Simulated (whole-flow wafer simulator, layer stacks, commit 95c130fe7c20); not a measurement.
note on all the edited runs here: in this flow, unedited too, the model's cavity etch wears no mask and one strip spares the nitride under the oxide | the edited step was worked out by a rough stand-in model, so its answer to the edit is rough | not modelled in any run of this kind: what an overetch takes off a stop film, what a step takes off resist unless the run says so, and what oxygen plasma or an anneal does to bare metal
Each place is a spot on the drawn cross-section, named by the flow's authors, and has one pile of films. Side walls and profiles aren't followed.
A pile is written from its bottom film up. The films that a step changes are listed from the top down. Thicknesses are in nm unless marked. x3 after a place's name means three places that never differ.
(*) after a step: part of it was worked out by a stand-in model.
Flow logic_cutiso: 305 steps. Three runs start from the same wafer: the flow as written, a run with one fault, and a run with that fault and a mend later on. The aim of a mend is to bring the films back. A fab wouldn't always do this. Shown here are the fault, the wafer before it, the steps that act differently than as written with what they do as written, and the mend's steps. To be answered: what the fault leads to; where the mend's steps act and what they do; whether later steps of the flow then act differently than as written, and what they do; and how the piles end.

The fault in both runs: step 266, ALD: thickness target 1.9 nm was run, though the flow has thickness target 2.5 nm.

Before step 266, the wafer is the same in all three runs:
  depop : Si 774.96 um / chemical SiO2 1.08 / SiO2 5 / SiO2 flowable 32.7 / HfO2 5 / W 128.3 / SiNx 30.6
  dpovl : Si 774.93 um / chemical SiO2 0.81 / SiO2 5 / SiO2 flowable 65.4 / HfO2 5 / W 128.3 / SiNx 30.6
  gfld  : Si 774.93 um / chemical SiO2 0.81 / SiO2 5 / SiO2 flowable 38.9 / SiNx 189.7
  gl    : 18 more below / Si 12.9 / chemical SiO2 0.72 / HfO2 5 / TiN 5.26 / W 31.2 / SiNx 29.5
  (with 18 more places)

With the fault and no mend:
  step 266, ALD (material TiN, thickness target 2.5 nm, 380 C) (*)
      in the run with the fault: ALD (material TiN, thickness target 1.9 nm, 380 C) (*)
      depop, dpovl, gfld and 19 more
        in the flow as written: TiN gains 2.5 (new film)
        in the run with the fault: TiN gains 1.9 (new film)
  Steps further on in the flow that do not act as written:
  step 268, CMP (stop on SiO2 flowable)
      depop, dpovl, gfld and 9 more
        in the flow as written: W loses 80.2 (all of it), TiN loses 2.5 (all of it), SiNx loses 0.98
        in the run with the fault: W loses 80.2 (all of it), TiN loses 1.9 (all of it), SiNx loses 0.98
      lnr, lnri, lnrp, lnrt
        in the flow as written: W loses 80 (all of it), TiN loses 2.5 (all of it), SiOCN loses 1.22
        in the run with the fault: W loses 80 (all of it), TiN loses 1.9 (all of it), SiOCN loses 1.22
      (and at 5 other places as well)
  At tap, the piles at the end differ from the flow's by more than 2% or 0.5 nm, whichever is larger.
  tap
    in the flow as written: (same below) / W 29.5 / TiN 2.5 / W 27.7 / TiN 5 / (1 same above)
    in the run with the fault: (same below) / W 29.5 / TiN 1.9 / W 28.3 / TiN 5 / (1 same above)

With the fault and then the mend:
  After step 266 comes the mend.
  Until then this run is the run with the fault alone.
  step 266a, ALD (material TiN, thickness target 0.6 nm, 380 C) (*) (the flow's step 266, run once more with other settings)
      depop, dpovl, gfld and 19 more
        TiN gains 0.6
  None of the later steps of the flow acts differently than as written at any place that is followed.
  At every place that both follow, the piles at the end match the flow's.
